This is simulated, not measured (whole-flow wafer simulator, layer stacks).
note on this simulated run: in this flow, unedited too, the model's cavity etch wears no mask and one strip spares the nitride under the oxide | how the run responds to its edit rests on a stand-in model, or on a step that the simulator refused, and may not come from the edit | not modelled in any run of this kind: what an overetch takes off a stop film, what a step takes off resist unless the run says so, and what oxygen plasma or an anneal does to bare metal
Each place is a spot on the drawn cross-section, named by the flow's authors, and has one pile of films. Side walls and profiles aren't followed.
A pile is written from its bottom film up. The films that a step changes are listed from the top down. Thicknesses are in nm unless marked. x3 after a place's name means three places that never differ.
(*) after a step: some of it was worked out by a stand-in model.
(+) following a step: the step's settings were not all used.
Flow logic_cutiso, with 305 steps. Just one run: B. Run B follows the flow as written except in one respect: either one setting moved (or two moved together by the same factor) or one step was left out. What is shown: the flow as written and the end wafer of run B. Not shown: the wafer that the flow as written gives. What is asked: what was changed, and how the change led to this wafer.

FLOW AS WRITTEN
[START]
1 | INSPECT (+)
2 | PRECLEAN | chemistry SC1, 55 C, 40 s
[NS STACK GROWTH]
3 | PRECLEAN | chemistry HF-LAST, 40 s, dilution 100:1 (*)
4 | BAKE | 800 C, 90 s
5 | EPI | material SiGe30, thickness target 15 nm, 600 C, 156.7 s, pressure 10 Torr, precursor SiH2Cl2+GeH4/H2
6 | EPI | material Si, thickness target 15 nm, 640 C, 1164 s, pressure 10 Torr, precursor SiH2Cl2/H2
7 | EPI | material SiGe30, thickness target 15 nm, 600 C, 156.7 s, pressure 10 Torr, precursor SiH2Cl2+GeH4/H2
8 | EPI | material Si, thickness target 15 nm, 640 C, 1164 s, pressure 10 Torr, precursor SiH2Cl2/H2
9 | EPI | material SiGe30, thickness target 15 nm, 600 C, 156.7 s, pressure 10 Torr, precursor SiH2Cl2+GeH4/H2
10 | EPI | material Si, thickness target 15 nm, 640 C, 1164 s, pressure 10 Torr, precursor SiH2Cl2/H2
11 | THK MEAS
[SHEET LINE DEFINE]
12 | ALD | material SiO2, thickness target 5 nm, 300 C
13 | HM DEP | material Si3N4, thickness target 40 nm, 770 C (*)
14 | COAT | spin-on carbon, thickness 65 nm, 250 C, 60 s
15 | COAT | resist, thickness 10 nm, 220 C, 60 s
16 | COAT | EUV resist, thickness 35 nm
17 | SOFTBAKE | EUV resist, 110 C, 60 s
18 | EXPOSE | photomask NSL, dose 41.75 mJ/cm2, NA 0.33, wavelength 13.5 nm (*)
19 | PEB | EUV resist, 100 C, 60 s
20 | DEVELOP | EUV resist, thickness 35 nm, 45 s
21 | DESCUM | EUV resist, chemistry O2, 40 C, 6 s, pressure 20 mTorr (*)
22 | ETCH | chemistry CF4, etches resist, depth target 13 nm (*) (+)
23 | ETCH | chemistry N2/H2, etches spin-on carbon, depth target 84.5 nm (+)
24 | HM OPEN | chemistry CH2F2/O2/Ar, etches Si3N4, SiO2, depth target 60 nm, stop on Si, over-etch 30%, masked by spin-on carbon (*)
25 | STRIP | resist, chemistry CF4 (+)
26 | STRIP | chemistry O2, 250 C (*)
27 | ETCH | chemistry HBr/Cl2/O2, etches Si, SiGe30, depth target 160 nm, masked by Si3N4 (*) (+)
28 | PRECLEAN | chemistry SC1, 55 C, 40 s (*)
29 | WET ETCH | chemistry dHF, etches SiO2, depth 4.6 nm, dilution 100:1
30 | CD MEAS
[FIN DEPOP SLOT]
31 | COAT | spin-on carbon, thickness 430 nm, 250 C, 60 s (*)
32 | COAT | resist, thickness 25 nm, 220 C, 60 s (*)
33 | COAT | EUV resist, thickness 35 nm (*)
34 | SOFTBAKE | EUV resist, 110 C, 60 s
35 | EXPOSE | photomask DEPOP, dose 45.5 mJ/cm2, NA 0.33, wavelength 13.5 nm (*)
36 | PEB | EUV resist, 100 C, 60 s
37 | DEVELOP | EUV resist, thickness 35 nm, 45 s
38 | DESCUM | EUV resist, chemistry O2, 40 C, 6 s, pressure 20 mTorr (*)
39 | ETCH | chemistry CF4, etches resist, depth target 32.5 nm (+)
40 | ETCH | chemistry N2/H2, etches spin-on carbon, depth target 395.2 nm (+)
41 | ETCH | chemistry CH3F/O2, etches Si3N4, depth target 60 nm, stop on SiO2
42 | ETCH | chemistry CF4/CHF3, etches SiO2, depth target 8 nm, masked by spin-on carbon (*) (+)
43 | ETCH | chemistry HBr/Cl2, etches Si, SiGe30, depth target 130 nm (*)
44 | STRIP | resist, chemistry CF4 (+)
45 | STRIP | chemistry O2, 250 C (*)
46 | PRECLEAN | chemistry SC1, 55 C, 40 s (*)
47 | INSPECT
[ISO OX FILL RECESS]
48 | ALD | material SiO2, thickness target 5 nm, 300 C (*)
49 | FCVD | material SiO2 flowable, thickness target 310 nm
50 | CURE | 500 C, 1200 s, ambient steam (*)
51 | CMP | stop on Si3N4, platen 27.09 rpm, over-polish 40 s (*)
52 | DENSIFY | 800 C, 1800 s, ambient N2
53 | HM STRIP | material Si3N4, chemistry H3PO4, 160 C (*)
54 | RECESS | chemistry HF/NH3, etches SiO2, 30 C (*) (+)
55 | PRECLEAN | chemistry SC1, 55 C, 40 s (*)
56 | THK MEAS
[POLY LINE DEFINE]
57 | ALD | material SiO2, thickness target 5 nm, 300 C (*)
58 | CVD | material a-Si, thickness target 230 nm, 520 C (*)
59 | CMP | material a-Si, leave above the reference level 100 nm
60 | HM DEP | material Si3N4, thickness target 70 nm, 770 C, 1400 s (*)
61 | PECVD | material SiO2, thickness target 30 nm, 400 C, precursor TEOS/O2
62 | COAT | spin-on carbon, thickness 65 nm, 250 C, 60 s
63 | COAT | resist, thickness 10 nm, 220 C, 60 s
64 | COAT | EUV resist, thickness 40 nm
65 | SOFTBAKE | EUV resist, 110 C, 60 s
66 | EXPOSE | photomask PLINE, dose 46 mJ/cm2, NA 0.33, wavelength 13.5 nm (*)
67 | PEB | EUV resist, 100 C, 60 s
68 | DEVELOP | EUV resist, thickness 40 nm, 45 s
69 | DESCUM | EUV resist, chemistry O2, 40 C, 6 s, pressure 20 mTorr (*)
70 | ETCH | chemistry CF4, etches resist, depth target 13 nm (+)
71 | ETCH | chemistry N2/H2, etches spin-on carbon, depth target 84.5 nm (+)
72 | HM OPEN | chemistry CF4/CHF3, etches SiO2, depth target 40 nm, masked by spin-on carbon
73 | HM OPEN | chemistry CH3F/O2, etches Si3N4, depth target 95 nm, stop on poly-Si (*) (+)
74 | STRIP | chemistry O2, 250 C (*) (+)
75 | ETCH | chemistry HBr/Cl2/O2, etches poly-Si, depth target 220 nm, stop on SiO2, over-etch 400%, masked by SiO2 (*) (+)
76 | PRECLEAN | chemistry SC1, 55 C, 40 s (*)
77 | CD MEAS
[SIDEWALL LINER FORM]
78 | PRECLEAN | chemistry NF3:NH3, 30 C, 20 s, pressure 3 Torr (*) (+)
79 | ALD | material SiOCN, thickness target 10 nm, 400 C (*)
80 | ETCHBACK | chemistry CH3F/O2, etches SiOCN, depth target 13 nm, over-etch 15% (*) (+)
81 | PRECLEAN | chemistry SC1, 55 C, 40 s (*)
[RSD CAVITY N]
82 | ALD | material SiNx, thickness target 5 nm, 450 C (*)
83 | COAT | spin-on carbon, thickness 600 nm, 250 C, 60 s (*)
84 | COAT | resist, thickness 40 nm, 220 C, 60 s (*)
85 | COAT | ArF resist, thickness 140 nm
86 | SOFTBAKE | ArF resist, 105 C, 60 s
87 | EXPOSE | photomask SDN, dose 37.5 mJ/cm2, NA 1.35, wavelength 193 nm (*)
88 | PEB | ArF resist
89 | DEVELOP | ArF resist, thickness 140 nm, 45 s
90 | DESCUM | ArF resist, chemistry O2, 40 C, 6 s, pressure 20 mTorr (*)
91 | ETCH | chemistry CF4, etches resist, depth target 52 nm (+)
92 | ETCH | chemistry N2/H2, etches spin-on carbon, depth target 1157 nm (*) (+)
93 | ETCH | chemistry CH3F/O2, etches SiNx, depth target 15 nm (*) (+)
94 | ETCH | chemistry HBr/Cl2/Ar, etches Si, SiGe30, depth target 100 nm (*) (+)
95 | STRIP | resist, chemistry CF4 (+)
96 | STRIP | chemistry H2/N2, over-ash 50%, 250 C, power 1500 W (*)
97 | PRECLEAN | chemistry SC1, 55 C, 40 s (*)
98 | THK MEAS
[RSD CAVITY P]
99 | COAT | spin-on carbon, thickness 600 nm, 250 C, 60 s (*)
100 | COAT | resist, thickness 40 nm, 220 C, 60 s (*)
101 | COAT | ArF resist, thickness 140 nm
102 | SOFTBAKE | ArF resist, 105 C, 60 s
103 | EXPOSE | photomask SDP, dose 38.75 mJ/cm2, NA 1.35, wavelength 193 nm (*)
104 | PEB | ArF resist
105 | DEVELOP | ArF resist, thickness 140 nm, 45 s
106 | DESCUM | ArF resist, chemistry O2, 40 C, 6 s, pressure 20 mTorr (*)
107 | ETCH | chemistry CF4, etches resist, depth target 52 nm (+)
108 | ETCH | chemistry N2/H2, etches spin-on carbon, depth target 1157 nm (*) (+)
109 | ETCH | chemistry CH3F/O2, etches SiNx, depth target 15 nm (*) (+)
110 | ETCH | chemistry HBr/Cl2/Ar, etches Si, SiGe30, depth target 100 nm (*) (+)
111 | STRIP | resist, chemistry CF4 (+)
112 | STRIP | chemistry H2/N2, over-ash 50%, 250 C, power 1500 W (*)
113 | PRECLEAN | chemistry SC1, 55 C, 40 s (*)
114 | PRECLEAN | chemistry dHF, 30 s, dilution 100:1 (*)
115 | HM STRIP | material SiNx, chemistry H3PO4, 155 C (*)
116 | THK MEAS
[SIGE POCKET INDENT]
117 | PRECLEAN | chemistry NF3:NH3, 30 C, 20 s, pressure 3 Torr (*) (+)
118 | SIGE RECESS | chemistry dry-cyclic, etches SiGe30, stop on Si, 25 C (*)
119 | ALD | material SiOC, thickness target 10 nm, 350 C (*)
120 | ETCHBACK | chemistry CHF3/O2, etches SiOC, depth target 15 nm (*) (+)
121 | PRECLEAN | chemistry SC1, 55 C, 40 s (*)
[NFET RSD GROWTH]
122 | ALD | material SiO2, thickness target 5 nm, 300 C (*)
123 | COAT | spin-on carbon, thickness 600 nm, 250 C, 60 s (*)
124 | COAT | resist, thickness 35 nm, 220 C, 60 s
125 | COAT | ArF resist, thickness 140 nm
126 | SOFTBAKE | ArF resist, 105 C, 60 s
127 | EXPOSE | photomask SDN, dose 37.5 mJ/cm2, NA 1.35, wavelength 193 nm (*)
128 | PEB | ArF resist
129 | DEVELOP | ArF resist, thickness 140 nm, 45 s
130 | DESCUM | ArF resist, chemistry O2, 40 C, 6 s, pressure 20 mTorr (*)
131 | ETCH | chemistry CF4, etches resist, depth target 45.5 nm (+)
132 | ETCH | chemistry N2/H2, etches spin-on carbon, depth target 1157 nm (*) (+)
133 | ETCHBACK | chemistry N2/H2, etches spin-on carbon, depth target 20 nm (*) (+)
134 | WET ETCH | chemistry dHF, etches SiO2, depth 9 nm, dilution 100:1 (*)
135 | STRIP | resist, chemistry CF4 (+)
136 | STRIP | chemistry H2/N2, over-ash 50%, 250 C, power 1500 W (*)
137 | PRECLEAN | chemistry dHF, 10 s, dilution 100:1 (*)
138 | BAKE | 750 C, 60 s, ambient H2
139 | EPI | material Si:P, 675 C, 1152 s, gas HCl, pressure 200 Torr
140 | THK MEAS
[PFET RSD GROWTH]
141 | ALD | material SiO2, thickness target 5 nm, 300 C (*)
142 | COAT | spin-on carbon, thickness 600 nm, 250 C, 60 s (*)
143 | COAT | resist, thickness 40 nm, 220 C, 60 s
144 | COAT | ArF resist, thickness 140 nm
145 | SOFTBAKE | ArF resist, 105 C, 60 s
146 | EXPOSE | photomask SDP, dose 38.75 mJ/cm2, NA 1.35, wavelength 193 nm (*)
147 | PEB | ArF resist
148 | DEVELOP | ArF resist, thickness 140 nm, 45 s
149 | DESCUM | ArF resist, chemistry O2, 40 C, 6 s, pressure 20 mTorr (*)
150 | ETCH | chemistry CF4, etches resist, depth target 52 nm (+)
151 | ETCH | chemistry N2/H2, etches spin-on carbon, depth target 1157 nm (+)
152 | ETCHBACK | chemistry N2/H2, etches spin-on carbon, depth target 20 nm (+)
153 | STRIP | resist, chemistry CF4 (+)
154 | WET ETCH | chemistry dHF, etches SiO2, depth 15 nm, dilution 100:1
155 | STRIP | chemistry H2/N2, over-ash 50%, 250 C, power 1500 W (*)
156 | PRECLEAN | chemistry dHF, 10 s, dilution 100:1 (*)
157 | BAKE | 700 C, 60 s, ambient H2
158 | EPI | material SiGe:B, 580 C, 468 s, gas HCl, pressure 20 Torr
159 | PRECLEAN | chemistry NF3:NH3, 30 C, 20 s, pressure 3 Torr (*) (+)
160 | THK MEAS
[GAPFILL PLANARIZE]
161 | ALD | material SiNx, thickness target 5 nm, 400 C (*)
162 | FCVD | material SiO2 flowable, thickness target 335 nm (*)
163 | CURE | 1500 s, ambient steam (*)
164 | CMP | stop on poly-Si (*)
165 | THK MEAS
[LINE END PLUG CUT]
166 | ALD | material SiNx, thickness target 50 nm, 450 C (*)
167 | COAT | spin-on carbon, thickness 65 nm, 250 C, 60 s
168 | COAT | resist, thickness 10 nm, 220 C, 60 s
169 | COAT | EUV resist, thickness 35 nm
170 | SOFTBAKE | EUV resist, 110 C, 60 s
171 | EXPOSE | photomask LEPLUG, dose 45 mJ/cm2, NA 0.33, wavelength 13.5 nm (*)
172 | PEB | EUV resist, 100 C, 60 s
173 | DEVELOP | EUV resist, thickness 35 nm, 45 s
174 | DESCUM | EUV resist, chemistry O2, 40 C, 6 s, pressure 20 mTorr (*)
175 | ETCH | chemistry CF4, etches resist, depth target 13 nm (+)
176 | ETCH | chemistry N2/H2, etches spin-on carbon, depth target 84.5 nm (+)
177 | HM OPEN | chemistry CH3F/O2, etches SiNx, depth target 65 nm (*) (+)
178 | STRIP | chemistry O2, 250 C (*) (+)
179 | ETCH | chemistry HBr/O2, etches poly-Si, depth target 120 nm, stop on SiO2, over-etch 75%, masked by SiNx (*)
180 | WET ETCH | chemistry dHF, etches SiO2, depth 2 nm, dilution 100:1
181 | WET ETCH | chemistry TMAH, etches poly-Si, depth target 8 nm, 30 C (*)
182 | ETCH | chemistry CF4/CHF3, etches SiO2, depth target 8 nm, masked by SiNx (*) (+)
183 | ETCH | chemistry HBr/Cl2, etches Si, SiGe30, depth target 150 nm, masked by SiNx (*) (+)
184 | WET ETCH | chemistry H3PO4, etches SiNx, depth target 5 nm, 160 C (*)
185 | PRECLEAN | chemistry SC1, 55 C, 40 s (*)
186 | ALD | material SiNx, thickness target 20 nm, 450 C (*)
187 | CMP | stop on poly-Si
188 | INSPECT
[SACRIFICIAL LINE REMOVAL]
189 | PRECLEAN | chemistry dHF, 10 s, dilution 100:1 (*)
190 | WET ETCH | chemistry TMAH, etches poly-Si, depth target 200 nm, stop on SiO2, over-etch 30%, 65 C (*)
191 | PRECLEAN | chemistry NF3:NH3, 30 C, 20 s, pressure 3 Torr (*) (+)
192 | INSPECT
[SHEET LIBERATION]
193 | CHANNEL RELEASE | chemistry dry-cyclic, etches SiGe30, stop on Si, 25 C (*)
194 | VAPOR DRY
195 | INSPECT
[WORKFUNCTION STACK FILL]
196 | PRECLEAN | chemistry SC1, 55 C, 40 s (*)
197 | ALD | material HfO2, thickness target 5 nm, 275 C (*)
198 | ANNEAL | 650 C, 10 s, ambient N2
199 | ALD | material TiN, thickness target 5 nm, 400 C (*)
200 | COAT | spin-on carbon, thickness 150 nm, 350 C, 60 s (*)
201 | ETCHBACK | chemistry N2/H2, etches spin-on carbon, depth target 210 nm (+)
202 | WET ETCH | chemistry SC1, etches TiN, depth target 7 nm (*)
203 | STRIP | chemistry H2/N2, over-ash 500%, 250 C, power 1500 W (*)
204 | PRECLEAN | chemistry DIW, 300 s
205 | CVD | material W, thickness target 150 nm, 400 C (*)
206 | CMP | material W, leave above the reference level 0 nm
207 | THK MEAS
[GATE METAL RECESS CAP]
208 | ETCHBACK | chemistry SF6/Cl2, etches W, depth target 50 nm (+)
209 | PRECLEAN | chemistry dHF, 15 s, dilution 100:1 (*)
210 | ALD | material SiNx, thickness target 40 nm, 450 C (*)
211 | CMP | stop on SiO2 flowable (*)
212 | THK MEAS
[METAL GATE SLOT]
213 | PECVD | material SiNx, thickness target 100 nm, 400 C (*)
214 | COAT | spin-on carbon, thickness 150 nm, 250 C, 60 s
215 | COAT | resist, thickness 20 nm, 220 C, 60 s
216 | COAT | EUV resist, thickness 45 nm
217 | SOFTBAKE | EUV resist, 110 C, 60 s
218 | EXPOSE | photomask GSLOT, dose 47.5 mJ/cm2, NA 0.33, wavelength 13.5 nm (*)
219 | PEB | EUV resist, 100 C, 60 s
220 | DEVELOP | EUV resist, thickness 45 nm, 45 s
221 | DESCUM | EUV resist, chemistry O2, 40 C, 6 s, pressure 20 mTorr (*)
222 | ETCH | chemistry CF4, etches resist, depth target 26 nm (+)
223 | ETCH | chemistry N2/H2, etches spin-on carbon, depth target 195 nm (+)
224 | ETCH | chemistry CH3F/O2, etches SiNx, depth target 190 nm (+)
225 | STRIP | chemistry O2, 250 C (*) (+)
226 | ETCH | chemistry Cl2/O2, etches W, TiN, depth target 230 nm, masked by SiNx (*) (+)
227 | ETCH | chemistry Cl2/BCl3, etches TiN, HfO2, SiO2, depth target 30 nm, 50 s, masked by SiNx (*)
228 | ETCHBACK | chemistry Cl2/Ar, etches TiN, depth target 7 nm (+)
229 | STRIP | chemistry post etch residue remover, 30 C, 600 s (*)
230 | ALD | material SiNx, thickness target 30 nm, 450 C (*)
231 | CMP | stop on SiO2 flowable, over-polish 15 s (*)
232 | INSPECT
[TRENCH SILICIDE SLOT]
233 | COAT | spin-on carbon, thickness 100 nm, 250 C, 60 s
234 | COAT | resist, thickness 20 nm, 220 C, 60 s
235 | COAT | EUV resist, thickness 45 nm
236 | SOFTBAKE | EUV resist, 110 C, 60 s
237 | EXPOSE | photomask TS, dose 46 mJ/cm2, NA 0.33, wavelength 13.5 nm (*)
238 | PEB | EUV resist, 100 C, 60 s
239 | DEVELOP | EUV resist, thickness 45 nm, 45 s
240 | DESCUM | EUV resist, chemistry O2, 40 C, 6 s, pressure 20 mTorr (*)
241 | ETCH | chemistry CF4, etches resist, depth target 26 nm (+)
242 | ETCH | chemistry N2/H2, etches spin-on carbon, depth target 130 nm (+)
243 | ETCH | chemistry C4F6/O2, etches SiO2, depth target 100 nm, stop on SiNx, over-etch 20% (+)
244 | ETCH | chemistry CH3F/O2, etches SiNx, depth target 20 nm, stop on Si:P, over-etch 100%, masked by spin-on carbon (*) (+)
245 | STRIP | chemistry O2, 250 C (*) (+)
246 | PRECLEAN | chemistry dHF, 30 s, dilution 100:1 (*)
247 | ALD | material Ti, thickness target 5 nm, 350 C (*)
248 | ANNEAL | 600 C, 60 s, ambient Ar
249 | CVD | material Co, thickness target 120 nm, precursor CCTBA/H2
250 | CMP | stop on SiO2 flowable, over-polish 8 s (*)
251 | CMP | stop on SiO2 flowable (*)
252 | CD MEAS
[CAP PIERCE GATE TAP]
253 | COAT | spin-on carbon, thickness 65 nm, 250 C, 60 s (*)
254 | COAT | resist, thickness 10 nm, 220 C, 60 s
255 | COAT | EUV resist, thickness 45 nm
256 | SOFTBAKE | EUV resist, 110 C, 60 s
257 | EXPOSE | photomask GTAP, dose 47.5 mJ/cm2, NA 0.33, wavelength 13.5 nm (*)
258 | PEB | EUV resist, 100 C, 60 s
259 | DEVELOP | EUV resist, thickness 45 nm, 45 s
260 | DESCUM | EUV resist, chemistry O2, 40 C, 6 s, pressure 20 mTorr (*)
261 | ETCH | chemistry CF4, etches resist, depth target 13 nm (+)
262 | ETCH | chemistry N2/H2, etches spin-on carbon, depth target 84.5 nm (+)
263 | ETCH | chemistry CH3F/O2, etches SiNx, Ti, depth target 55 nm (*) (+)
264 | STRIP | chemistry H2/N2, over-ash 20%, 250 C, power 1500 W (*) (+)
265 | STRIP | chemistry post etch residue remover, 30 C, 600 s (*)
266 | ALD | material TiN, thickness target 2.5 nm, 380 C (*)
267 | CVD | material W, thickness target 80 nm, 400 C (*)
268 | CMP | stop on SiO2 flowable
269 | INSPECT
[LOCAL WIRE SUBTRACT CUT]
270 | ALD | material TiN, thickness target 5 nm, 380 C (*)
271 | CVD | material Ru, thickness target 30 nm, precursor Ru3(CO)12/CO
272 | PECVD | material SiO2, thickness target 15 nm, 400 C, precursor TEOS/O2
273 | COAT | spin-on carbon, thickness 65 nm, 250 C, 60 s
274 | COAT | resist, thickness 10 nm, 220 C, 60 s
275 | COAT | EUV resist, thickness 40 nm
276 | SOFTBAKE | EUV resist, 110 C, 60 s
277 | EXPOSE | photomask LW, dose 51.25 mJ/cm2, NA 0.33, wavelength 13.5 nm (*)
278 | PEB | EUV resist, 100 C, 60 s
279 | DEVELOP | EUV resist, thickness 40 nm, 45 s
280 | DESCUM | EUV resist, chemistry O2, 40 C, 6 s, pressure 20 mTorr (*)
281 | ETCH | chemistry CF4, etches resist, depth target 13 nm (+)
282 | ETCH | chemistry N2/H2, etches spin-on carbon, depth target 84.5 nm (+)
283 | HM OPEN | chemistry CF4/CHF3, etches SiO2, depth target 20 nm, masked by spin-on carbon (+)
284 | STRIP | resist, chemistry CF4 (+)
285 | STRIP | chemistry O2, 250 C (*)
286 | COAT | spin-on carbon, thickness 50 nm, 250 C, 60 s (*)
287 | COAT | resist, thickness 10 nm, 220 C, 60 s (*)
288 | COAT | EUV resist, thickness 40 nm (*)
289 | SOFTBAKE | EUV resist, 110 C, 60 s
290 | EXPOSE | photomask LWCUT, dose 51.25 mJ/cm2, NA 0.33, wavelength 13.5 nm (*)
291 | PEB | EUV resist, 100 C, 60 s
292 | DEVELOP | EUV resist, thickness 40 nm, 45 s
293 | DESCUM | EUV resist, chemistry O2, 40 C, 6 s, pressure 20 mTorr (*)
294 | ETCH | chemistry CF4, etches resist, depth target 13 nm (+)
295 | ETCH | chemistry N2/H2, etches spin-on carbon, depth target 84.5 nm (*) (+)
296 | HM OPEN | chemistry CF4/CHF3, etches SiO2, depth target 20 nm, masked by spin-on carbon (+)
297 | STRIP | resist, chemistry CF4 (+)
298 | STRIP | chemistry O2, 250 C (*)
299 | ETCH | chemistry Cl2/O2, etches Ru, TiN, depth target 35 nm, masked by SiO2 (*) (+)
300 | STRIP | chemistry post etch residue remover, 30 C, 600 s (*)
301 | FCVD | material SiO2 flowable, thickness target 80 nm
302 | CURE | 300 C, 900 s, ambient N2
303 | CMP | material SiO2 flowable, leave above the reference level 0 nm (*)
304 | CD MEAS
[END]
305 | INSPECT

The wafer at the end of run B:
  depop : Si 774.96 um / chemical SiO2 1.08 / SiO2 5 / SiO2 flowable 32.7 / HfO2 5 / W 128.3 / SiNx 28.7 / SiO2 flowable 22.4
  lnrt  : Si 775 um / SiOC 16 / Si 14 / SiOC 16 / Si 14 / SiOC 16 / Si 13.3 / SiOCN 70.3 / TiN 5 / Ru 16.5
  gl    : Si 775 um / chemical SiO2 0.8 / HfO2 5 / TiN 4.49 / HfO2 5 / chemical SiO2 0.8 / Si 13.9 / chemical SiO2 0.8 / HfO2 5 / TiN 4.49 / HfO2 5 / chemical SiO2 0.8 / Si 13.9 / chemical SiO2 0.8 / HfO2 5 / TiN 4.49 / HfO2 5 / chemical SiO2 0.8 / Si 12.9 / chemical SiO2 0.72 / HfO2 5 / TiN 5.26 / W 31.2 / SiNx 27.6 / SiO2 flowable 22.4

The reason: step 271, CVD: thickness target 16.5 nm was run, though the flow has thickness target 30 nm.
The wafer itself shows it: lnrt has Ru 16.5, and step 271 as written asks for 30 nm.

Step by step, how the change led to this:
  271 | CVD | material Ru, thickness target 30 nm, precursor Ru3(CO)12/CO
      depop, dpovl, gfld and 19 more: Ru gains 16.5 (new film) (in the flow as written it would be: Ru gains 30 (new film))
  299 | ETCH | chemistry Cl2/O2, etches Ru, TiN, depth target 35 nm, masked by SiO2 (*) (+)
      depop, dpovl, gfld and 9 more: Ru loses 16.1 (all of it), TiN loses 5 (all of it), SiNx loses 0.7 (in the flow as written it would be: Ru loses 29.6 (all of it), TiN loses 5 (all of it))
      iso, rsdx: Ru loses 16.1 (all of it), TiN loses 5 (all of it), SiO2 flowable loses 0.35 (in the flow as written it would be: Ru loses 29.6 (all of it), TiN loses 5 (all of it))
      (also at 4 further places)
  301 | FCVD | material SiO2 flowable, thickness target 80 nm
      gfld, gl, glp, gxf, gxn, gxp, plug: SiO2 flowable gains 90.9 (new film) (in the flow as written it would be: SiO2 flowable gains 94.4 (new film))
      lnrt, rsdn, rsdp, tap: SiO2 flowable gains 54.5 (new film) (in the flow as written it would be: SiO2 flowable gains 45.3 (new film))
      (also at 6 further places)
  303 | CMP | material SiO2 flowable, leave above the reference level 0 nm (*)
      gfld, gl, glp and 10 more: SiO2 flowable loses 68.5 (in the flow as written it would be: SiO2 flowable loses 59.2)
      depop, dpovl, isow, ns, nsgap: SiO2 flowable loses 57.5 (in the flow as written it would be: SiO2 flowable loses 44.7)
      (also at 4 further places)
